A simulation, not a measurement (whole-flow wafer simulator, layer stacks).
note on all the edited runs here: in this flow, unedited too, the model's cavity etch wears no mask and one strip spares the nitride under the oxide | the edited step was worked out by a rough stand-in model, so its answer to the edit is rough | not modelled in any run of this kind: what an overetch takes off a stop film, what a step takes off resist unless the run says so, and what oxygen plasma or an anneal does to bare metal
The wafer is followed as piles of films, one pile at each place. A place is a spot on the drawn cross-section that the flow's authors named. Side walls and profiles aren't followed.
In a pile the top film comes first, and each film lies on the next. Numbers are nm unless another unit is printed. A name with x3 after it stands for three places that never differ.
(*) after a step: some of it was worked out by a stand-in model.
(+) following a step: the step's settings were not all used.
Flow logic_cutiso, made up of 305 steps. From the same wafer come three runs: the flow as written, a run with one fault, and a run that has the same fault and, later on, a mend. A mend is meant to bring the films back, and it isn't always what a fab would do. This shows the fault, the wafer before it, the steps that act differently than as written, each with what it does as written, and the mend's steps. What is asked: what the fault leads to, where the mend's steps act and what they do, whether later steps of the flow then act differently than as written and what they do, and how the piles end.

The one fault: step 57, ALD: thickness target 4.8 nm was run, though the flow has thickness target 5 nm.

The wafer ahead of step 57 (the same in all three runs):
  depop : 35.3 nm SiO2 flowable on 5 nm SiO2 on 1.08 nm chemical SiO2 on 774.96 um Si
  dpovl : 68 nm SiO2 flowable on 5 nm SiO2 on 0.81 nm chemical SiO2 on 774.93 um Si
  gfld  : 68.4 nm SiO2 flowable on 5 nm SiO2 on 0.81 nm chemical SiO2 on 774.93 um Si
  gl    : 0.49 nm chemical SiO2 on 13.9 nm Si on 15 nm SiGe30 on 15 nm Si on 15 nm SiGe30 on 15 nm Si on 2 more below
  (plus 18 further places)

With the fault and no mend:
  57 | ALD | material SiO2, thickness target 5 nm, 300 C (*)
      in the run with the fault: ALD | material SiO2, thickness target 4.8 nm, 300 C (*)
      acts as it does as written at every place that is followed, but for slight differences, by at most 2% or 0.5 nm, whichever is larger
  Steps later in the flow that act otherwise than as written (not shown: 40 more steps that differ only slightly, by at most 2% or 0.5 nm, whichever is larger):
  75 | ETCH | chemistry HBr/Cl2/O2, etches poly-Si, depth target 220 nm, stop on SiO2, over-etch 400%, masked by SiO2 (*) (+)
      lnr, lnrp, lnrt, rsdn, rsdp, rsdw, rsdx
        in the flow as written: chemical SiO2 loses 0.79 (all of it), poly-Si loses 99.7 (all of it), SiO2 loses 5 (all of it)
        in the run with the fault: chemical SiO2 loses 0.79 (all of it), poly-Si loses 99.7 (all of it), SiO2 loses 4.8 (all of it), chemical SiO2 loses 0.49 (all of it)
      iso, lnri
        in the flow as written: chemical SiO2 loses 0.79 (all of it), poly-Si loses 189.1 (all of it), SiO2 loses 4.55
        in the run with the fault: chemical SiO2 loses 0.79 (all of it), poly-Si loses 189.1 (all of it), SiO2 loses 4.8 (all of it)
  The piles end only slightly different from the flow's at the places that both follow, by no more than 2% or 0.5 nm, whichever is larger.

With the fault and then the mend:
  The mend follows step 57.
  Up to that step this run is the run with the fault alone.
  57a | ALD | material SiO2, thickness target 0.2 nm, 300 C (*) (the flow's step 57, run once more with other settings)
      depop, dpovl, gfld and 19 more
        SiO2 gains 0.2
  None of the later steps of the flow acts differently than as written at any place that is followed.
  By the end, the piles equal the flow's at every place that both follow.
